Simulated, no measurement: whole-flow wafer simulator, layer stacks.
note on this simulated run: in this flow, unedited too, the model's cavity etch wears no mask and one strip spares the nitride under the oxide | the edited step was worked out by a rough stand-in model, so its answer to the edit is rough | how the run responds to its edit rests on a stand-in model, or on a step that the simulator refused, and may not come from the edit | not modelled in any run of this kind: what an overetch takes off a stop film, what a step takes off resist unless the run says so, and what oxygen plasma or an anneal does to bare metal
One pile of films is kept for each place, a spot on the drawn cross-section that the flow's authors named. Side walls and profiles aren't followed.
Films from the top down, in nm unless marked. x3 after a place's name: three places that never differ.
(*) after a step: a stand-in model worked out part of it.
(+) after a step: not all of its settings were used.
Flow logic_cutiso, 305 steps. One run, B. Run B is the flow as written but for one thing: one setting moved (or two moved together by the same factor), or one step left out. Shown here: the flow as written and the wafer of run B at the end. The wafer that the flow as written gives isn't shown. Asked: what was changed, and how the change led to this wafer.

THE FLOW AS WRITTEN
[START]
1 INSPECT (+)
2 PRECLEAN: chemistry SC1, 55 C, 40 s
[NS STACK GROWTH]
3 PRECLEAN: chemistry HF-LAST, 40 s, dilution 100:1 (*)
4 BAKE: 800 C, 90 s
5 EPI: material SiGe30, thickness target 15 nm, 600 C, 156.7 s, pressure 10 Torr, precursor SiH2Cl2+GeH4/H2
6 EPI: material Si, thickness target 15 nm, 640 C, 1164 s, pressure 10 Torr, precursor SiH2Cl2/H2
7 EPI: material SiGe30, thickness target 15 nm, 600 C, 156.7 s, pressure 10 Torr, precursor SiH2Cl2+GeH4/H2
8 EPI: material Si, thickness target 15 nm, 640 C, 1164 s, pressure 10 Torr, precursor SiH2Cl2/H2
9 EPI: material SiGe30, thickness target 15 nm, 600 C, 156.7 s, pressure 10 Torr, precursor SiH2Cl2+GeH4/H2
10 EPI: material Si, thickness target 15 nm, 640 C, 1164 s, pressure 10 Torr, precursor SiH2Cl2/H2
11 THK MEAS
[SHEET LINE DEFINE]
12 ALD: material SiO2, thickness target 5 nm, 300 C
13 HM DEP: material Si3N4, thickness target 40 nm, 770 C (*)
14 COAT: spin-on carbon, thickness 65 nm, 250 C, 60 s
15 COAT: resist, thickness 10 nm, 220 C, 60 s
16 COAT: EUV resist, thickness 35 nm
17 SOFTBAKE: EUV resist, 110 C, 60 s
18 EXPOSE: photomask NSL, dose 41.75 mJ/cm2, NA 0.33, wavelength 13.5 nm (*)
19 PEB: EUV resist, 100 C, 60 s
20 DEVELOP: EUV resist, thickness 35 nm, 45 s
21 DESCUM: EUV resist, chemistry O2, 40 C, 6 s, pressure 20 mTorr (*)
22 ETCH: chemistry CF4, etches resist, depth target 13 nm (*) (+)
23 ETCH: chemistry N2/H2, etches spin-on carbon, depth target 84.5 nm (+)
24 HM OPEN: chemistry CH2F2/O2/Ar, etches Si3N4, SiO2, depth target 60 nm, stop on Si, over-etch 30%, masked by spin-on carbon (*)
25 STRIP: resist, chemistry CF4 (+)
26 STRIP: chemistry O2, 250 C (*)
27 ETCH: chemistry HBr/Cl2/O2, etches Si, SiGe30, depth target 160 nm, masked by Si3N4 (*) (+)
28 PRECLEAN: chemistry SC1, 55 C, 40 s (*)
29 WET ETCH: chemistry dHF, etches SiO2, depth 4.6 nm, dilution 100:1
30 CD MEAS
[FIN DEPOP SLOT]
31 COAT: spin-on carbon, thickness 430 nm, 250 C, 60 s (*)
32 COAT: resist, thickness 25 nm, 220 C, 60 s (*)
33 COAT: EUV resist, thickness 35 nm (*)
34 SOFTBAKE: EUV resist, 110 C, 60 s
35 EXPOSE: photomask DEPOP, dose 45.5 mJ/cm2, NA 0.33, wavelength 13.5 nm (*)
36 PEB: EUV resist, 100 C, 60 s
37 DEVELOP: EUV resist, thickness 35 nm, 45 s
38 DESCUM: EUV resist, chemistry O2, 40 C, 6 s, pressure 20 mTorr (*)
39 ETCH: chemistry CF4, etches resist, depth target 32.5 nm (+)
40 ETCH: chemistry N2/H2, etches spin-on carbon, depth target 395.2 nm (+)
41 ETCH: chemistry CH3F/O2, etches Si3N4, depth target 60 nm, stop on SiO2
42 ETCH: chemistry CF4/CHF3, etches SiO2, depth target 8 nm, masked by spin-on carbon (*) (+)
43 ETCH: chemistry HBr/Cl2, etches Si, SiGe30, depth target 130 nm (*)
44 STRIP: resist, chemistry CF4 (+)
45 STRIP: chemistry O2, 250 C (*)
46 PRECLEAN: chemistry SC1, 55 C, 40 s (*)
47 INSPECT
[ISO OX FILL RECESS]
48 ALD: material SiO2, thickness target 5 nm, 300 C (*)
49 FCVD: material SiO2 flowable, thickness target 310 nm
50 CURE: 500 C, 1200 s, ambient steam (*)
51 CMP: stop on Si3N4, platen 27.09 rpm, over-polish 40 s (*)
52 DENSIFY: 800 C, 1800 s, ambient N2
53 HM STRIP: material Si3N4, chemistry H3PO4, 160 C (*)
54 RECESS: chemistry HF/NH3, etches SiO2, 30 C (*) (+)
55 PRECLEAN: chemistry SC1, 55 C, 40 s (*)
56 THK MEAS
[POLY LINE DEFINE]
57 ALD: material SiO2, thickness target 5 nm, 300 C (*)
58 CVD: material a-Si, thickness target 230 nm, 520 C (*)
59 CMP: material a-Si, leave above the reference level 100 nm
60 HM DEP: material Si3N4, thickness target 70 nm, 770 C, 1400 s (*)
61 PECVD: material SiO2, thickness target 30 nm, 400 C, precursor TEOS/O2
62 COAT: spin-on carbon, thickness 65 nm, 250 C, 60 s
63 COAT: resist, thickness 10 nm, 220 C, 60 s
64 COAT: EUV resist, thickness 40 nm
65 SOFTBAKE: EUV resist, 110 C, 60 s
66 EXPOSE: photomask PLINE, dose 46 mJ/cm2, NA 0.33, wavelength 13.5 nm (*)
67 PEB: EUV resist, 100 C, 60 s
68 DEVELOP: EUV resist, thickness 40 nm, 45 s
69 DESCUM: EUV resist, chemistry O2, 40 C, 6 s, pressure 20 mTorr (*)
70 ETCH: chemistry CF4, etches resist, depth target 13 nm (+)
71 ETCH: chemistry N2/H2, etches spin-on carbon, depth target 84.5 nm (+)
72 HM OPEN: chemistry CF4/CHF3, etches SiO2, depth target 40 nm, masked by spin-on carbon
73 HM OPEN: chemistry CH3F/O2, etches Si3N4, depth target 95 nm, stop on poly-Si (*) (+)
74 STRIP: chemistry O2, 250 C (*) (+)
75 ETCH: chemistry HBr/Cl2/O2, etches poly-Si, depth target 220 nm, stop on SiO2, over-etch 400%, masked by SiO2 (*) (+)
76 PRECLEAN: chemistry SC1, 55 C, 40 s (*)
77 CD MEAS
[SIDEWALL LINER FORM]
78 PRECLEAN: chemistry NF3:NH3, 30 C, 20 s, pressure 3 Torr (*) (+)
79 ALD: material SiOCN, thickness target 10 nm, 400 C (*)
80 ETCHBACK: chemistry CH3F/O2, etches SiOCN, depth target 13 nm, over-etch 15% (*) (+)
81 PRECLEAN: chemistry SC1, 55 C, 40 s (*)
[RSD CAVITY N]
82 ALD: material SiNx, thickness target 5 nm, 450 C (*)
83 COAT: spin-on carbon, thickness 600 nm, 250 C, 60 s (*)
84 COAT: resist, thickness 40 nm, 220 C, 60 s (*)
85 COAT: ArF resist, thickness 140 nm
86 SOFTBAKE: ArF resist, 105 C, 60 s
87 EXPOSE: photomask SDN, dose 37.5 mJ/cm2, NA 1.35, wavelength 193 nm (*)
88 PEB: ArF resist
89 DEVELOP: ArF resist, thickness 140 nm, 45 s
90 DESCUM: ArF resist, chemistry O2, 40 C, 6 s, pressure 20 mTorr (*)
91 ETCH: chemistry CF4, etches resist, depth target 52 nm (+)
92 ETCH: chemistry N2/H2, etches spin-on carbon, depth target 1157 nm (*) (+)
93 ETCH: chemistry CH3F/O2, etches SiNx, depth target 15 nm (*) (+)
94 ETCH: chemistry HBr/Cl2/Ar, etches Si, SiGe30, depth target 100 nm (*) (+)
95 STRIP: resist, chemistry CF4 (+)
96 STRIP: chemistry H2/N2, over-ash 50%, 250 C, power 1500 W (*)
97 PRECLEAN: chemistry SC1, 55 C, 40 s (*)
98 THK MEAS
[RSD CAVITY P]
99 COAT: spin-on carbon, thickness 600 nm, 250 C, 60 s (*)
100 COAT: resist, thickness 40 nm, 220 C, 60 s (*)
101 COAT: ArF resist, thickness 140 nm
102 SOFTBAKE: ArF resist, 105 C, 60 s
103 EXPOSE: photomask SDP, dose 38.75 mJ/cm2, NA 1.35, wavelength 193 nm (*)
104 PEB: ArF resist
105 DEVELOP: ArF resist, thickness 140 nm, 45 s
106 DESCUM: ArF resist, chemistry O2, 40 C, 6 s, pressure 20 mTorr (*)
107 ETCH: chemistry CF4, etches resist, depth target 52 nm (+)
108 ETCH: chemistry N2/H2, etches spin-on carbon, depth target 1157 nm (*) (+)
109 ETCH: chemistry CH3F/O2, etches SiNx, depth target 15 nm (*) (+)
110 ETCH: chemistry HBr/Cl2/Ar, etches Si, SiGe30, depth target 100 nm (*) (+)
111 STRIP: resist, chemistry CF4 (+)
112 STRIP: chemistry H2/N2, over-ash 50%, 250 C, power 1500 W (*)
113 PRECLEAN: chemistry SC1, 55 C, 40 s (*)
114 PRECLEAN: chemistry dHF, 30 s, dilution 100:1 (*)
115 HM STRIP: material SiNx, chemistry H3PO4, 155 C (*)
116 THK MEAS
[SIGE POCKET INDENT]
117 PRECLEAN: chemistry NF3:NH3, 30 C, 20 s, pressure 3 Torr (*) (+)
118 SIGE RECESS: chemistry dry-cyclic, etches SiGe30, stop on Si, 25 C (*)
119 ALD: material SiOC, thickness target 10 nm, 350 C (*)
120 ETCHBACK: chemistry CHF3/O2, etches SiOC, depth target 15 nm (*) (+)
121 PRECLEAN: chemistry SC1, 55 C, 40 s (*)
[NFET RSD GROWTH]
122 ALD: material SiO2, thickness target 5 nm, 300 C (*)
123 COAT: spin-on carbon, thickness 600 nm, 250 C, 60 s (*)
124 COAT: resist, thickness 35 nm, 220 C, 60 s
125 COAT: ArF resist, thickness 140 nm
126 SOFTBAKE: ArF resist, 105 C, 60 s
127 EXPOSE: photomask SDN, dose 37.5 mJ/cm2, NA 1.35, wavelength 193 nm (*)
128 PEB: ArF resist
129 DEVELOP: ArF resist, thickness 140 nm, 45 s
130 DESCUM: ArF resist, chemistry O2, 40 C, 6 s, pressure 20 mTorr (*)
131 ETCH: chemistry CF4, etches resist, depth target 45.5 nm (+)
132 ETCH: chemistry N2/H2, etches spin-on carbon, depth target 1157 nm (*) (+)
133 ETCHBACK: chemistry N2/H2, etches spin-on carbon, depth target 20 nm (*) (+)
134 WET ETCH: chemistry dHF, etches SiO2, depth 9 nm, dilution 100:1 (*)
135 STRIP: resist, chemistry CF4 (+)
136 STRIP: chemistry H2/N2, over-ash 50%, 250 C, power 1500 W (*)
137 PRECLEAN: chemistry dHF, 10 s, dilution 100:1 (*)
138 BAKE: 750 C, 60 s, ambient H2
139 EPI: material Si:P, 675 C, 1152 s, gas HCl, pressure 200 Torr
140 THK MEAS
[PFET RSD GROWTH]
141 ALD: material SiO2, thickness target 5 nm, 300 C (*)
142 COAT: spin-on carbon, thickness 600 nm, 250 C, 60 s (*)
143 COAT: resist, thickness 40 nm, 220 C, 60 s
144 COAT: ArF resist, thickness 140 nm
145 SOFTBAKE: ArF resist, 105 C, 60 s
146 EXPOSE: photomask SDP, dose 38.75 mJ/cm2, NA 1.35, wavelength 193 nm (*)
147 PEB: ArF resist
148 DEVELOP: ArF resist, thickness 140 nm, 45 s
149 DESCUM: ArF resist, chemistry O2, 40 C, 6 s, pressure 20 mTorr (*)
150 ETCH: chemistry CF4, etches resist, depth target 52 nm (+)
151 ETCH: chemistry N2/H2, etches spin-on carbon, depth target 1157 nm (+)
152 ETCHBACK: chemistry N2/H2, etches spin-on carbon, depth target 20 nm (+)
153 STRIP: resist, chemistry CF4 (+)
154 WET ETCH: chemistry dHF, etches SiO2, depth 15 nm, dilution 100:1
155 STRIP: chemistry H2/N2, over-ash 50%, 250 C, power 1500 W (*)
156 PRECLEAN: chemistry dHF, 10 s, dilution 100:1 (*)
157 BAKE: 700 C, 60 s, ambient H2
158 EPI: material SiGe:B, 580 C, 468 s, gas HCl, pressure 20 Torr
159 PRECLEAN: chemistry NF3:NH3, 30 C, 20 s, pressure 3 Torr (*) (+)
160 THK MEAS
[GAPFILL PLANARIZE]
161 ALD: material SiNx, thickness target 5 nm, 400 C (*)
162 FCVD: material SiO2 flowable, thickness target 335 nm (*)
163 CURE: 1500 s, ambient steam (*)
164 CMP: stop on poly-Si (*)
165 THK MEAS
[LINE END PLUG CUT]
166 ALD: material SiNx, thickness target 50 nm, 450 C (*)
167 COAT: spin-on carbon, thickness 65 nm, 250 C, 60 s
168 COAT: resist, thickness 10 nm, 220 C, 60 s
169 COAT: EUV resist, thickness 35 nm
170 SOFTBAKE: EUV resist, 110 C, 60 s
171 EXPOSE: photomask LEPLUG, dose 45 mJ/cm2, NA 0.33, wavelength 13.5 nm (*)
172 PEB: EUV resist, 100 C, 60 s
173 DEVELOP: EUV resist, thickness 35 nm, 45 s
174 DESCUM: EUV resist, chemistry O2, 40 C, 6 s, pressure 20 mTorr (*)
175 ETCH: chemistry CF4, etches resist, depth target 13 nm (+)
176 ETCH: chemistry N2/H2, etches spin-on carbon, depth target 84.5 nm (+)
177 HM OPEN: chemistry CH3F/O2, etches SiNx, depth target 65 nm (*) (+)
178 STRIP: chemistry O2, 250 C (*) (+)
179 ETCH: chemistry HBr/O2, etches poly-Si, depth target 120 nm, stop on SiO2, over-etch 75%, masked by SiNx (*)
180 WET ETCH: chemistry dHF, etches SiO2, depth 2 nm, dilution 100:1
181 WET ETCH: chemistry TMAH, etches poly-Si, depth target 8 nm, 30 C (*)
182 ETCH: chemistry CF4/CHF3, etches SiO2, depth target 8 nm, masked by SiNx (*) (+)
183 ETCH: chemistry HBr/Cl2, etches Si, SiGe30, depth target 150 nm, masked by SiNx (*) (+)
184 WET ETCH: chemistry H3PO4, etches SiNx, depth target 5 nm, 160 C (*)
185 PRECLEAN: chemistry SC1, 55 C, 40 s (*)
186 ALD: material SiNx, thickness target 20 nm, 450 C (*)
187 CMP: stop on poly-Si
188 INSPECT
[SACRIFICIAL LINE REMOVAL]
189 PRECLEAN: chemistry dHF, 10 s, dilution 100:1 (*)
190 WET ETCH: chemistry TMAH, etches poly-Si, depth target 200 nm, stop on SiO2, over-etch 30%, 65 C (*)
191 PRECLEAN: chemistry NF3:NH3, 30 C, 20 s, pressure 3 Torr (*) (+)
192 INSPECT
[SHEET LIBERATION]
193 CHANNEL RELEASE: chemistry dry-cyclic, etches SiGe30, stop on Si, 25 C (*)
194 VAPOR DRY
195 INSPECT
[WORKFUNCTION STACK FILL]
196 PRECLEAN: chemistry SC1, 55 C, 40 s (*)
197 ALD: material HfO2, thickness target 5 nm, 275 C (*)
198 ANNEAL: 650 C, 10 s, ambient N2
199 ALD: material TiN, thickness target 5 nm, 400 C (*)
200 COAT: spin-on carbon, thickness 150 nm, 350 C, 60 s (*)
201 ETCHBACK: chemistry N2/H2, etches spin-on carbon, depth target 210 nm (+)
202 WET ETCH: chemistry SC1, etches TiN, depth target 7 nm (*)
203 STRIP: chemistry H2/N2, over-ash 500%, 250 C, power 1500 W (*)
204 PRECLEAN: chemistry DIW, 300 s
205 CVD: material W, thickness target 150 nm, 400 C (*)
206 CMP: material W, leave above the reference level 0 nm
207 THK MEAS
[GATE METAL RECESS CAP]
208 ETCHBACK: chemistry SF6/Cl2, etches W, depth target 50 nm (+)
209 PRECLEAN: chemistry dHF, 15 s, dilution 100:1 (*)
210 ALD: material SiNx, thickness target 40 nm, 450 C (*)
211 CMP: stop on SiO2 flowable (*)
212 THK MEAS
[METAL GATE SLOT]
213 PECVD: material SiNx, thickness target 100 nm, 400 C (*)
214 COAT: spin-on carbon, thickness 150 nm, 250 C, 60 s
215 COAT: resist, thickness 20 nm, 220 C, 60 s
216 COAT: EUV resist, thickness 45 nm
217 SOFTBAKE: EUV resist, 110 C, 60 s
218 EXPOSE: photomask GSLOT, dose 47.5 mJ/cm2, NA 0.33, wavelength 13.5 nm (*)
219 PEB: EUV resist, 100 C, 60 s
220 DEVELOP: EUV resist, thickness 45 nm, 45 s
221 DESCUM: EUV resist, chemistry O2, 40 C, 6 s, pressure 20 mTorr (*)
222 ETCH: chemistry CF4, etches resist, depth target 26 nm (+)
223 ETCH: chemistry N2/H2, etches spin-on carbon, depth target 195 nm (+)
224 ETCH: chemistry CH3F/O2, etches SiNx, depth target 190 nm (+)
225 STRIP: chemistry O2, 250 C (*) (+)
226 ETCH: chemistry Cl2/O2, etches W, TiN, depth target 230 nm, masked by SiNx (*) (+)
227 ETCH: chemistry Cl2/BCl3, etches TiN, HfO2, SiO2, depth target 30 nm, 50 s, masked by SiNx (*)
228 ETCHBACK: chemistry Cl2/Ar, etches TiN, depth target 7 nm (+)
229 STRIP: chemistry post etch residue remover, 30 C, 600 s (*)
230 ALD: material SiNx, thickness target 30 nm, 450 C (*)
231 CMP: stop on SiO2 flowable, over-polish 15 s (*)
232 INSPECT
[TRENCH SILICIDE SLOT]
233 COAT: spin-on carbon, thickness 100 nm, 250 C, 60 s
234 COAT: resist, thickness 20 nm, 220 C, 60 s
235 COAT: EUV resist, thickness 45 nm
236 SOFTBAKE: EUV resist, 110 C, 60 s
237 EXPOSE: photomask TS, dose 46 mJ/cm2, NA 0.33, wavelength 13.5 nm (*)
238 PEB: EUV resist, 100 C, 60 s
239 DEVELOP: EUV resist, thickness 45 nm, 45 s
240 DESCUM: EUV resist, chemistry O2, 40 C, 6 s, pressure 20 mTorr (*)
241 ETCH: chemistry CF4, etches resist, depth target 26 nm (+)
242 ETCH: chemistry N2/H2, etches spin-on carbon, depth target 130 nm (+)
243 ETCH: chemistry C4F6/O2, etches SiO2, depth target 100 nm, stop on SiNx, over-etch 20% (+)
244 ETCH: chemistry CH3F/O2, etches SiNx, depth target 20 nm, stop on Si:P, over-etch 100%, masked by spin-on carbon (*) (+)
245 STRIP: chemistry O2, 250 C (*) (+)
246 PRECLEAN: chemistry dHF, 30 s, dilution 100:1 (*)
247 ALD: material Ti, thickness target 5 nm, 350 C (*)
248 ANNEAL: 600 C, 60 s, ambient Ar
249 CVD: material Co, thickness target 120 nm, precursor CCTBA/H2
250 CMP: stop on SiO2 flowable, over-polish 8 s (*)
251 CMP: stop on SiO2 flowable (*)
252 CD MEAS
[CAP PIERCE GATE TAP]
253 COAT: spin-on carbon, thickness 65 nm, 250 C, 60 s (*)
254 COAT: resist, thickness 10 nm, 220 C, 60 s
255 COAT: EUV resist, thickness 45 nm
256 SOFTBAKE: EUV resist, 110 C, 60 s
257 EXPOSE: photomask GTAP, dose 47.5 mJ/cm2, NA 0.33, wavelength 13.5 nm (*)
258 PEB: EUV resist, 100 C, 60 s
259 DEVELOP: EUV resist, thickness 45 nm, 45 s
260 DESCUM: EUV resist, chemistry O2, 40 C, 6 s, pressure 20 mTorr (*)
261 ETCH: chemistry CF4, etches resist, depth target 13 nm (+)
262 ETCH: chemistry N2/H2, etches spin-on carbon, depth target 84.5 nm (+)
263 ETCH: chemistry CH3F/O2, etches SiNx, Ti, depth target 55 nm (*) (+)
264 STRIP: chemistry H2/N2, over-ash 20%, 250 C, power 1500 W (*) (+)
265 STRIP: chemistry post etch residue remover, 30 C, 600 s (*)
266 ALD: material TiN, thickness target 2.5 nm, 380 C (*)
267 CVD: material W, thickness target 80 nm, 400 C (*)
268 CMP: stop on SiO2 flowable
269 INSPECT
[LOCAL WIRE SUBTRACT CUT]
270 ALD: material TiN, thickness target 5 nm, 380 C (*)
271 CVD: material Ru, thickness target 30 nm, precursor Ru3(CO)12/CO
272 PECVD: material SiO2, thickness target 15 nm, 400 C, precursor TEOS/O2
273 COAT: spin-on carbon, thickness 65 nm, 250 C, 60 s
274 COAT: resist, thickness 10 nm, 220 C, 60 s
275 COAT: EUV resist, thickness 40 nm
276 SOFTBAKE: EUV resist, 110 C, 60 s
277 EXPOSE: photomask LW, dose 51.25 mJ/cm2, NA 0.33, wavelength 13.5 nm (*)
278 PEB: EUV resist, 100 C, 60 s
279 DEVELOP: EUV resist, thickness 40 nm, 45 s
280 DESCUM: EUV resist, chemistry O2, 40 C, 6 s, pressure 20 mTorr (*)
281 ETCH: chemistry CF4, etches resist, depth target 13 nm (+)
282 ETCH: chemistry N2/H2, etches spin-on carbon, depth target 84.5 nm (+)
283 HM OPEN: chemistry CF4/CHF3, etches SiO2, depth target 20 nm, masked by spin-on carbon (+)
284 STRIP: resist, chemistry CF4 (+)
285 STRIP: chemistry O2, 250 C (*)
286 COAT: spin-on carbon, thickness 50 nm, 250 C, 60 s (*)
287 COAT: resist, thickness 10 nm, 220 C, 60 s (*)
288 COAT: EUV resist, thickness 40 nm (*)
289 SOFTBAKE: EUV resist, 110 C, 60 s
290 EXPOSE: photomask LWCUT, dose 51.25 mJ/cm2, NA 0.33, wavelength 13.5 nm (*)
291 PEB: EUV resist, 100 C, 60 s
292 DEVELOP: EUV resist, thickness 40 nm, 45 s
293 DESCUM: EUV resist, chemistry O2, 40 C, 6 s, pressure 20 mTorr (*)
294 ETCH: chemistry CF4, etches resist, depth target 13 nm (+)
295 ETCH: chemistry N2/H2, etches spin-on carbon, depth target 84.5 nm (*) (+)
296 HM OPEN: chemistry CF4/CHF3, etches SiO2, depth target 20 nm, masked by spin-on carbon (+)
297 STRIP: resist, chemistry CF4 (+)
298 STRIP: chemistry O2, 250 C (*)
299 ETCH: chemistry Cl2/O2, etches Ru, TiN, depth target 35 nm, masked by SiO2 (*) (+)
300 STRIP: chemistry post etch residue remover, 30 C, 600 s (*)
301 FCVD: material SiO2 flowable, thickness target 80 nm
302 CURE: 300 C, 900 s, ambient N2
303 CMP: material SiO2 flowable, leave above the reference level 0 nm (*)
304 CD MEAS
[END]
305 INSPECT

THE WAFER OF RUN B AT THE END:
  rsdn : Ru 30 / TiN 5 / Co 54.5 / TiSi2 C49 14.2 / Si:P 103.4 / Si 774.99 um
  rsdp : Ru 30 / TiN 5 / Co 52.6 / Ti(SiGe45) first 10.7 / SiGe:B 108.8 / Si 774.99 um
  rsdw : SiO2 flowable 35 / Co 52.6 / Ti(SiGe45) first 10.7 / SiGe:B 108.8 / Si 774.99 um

The cause: step 247, ALD: thickness target 5.6 nm was run, where the flow has thickness target 5 nm.

How the change led to this, step by step:
  247 ALD: material Ti, thickness target 5 nm, 350 C (*)
      depop, dpovl, gfld and 19 more: Ti +5.6 (new film) (as written it would be: Ti +5 (new film))
  248 ANNEAL: 600 C, 60 s, ambient Ar
      rsdp, rsdw: Ti(SiGe45) first +10.7 (new film), Ti -5.6 (all of it), SiGe:B -7.54 (as written it would be: Ti(SiGe45) first +8.95 (new film), Ti -5 (all of it), SiGe:B -5.98)
      rsdn: TiSi2 C49 +14.2 (new film), Ti -5.6 (all of it), Si:P -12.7 (as written it would be: TiSi2 C49 +12.7 (new film), Ti -5 (all of it), Si:P -11.3)
  250 CMP: stop on SiO2 flowable, over-polish 8 s (*)
      gl, glp, gxf, gxn, gxp, tap: Co -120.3 (all of it), Ti -5.6 (all of it), SiNx -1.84 (as written it would be: Co -120.3 (all of it), Ti -5 (all of it), SiNx -1.84)
      depop, dpovl, isow, ns, nsgap: Co -120.3 (all of it), Ti -5.6 (all of it), SiNx -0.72 (as written it would be: Co -120.3 (all of it), Ti -5 (all of it), SiNx -0.72)
      (and at 6 more places)
  251 CMP: stop on SiO2 flowable (*)
      iso: Co -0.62 (all of it), Ti -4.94 (as written it would be: Co -1.22 (all of it), Ti -4.34)
